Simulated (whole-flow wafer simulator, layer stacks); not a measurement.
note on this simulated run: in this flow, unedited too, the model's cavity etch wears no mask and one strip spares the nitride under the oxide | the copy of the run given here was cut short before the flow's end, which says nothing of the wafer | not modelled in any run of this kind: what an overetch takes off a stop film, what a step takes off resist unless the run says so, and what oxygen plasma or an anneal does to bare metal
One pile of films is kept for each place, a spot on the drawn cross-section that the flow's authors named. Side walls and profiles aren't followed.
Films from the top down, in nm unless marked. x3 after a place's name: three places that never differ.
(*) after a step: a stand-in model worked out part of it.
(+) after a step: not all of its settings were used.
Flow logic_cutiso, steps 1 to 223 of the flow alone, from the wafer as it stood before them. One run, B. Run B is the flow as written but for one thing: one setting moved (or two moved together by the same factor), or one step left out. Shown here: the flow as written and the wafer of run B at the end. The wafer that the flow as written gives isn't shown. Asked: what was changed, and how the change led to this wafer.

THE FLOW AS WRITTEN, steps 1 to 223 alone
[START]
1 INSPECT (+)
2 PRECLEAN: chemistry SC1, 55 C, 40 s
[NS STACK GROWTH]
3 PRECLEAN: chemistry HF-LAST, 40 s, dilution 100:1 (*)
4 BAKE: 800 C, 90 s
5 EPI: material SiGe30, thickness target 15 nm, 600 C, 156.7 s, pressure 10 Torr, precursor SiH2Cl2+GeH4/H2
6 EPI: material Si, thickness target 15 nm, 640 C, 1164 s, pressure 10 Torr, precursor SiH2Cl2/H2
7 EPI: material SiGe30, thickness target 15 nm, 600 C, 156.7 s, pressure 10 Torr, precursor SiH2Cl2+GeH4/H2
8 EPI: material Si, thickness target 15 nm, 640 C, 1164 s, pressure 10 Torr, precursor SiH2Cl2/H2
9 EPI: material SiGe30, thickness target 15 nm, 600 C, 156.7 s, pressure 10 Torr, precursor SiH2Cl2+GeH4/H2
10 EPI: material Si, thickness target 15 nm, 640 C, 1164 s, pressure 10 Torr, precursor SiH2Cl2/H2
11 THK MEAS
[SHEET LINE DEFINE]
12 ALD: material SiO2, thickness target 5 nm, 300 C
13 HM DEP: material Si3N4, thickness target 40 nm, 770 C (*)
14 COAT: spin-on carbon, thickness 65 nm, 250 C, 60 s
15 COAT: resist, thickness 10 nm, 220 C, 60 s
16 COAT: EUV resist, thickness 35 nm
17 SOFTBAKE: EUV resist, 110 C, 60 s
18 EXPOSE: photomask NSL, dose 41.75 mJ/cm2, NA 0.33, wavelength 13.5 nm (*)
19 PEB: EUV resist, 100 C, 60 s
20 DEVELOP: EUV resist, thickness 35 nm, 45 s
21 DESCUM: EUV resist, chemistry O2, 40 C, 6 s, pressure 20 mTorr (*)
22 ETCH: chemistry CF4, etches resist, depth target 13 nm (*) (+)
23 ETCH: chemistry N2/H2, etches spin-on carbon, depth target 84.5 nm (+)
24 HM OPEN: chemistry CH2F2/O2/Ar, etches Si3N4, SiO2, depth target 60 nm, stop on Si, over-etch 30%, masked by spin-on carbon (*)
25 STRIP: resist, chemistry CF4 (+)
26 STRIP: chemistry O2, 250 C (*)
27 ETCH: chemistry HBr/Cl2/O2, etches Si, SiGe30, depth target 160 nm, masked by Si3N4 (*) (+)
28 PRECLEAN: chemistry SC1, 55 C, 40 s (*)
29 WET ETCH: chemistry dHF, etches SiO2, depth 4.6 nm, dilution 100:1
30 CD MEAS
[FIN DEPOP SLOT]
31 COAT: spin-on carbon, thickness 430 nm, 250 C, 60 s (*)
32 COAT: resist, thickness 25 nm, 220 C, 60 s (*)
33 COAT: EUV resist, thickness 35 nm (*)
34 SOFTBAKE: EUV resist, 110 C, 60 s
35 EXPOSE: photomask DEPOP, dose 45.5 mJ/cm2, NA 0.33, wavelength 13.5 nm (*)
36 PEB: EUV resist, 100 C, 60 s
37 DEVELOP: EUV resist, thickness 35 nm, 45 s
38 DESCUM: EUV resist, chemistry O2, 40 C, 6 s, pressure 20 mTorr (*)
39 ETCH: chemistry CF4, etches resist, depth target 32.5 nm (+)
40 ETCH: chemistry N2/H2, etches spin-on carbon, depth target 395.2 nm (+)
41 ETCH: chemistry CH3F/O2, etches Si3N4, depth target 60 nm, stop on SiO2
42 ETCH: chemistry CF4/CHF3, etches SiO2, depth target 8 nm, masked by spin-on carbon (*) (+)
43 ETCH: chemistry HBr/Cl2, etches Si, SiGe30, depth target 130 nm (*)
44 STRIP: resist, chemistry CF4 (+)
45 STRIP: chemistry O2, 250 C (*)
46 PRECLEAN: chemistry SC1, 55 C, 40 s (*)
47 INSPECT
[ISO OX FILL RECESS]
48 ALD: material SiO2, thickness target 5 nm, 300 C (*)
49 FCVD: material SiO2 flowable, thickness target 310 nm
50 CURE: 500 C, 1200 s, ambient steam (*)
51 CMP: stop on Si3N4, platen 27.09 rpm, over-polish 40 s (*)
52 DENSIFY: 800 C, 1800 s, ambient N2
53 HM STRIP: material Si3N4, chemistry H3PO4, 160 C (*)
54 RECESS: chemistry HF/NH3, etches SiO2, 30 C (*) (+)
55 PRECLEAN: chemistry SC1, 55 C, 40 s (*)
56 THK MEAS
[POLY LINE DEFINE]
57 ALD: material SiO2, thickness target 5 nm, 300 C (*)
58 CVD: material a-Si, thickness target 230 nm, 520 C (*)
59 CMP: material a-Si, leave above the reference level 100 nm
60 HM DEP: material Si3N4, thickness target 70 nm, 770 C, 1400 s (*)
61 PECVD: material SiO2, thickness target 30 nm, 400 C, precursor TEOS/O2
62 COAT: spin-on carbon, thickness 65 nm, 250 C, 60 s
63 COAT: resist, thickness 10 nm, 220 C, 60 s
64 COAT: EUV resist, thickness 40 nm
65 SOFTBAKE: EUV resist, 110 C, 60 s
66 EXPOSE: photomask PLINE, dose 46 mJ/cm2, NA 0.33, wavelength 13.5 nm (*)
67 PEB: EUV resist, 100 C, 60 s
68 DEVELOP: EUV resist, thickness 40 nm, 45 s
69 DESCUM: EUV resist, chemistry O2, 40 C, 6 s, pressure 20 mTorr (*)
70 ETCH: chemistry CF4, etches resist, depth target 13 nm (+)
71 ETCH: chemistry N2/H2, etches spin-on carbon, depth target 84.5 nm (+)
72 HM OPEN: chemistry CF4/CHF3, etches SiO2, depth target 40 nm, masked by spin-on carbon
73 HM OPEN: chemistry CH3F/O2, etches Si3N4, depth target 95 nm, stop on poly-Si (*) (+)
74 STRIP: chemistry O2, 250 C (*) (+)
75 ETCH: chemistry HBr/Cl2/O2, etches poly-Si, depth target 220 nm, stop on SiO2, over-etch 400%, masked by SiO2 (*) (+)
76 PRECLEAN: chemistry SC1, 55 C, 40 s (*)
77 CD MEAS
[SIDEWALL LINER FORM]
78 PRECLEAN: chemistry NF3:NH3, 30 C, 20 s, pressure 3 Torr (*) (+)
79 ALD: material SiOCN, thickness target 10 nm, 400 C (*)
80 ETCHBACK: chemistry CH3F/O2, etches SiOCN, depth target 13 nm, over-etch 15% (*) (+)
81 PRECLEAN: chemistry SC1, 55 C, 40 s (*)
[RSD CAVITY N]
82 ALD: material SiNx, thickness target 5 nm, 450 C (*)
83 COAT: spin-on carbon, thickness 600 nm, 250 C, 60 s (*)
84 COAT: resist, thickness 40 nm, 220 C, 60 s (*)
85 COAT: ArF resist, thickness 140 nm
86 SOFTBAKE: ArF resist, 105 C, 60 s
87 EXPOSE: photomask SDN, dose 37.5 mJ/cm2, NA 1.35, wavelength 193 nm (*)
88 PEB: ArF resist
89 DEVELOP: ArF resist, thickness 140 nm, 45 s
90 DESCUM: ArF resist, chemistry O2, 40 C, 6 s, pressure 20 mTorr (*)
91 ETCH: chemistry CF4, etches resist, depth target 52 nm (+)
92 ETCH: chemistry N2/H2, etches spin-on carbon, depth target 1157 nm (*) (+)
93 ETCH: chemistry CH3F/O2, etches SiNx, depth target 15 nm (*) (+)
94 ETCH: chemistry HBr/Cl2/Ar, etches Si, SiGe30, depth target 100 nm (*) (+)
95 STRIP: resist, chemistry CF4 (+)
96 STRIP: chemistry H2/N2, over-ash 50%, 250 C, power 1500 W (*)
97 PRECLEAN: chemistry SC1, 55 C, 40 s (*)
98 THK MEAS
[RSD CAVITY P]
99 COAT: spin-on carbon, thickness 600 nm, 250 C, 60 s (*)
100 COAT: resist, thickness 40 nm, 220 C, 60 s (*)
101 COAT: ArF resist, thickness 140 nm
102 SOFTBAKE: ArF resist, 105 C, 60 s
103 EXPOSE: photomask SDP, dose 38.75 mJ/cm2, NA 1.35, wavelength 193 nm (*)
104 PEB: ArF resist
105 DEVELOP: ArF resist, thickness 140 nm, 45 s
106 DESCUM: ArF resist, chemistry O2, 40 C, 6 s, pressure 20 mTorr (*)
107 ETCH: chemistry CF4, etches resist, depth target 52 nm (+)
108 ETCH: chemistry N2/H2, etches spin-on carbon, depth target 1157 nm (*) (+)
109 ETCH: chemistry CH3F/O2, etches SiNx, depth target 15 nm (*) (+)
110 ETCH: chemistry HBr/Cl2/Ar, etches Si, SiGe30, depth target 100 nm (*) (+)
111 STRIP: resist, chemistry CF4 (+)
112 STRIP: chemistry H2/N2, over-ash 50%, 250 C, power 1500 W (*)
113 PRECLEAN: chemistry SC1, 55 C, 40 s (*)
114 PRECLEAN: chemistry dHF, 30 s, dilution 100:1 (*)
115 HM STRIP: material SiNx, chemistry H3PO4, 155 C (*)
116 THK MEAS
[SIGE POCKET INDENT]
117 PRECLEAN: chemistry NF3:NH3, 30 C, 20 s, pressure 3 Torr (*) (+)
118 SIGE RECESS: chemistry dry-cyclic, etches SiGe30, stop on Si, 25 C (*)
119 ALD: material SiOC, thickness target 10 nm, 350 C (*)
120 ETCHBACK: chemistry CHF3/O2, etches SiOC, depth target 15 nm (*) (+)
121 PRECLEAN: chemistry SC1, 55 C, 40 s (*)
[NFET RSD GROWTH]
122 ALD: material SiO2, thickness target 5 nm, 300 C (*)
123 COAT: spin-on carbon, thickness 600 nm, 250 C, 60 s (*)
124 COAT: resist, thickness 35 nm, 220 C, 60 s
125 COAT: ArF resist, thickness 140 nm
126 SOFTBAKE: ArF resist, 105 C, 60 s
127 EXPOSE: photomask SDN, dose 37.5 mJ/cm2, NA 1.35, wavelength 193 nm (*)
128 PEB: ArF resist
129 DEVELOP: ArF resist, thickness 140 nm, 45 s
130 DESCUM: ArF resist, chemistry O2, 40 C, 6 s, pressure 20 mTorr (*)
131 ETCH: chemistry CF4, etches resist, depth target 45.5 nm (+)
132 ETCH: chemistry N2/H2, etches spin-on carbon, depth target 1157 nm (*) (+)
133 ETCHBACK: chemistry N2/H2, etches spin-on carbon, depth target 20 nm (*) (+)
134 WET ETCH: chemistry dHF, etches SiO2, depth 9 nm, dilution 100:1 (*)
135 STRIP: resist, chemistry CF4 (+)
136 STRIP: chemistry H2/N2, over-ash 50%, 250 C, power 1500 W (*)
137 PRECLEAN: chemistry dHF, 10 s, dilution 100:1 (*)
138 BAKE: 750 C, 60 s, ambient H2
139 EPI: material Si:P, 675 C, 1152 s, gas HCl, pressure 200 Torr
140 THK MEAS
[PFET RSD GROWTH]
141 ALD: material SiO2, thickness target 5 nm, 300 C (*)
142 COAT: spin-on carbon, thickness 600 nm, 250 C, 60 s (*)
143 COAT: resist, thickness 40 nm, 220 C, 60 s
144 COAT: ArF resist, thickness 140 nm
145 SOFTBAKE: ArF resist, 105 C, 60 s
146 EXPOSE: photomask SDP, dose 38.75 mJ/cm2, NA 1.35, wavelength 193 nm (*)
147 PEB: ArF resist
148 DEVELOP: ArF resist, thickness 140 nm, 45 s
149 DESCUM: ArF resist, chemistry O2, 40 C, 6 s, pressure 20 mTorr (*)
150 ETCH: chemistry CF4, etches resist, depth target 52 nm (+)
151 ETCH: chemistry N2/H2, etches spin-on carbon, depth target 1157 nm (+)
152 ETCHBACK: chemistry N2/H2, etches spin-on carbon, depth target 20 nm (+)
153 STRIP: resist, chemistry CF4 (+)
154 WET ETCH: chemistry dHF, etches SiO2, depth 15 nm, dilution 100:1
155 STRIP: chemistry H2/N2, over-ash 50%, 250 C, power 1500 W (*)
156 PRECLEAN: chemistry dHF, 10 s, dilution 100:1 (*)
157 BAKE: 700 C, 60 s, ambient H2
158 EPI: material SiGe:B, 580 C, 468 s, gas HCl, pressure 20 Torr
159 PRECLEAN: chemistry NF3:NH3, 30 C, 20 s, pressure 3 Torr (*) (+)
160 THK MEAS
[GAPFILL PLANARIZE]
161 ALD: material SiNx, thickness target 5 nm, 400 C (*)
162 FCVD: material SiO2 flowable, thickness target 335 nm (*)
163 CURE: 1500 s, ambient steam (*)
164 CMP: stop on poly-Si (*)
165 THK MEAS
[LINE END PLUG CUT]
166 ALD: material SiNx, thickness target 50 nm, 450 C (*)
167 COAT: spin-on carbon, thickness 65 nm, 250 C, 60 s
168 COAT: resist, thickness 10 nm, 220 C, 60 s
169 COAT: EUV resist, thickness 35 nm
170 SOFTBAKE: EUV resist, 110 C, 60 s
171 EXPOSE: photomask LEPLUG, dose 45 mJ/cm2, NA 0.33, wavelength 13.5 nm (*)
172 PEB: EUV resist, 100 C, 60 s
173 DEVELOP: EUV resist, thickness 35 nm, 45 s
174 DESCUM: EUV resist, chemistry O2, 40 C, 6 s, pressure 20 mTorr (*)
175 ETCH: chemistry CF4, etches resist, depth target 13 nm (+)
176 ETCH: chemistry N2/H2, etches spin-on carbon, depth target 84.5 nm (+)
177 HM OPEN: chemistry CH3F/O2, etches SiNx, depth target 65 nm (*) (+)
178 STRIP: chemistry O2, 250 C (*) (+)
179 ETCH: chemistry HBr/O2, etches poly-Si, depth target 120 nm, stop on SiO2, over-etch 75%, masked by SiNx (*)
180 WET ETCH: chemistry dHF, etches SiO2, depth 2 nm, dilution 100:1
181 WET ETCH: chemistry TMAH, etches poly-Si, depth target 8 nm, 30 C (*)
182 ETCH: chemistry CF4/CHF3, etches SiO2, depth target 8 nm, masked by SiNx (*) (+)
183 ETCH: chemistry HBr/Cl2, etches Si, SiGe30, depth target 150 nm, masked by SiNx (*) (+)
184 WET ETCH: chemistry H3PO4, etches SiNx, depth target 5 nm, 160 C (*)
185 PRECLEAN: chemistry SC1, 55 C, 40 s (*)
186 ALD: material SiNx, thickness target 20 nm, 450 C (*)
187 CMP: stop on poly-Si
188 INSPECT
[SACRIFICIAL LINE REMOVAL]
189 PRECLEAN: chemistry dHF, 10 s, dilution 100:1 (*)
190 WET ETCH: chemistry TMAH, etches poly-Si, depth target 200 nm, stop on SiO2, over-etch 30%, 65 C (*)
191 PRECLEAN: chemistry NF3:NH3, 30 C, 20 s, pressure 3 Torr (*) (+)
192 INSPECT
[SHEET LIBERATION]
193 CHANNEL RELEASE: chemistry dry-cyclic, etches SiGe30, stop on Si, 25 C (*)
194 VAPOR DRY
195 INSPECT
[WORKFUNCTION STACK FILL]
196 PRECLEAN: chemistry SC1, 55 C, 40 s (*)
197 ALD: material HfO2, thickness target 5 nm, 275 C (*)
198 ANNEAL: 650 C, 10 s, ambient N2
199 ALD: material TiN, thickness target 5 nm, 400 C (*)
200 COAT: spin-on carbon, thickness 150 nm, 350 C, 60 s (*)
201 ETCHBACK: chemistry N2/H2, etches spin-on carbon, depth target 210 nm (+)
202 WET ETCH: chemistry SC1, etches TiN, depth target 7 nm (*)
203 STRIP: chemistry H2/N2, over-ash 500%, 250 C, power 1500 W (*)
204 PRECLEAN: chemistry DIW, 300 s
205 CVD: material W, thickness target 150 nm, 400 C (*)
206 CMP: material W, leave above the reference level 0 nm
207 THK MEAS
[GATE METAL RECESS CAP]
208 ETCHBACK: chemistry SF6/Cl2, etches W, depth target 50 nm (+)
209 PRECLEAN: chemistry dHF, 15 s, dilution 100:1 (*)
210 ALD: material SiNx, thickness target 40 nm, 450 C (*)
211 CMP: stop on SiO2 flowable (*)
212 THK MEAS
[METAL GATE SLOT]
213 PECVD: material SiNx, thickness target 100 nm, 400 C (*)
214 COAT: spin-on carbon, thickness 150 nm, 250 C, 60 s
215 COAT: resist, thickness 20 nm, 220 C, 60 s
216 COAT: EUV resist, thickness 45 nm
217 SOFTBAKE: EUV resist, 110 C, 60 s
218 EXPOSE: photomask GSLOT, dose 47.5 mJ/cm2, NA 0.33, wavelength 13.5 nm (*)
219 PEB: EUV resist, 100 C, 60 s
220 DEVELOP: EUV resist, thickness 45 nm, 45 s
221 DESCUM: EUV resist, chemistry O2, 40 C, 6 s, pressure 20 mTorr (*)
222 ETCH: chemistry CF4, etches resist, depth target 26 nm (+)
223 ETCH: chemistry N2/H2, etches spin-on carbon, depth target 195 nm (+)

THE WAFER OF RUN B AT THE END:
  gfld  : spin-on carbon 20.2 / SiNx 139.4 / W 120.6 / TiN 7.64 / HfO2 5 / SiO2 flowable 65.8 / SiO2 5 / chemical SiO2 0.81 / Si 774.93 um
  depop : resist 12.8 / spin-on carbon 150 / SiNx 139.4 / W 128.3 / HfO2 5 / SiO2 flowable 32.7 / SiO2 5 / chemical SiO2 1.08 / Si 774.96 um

The cause: step 223, ETCH: depth target 126.8 nm was run, where the flow has depth target 195 nm.

How the change led to this, step by step:
  223 ETCH: chemistry N2/H2, etches spin-on carbon, depth target 195 nm (+)
      gfld: spin-on carbon -126.8 (as written it would be: spin-on carbon -147 (all of it), SiNx -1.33)
      depop, dpovl, gl and 18 more: EUV resist -26 (all of it), resist -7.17 (as written it would be: EUV resist -26 (all of it), resist -11.7)
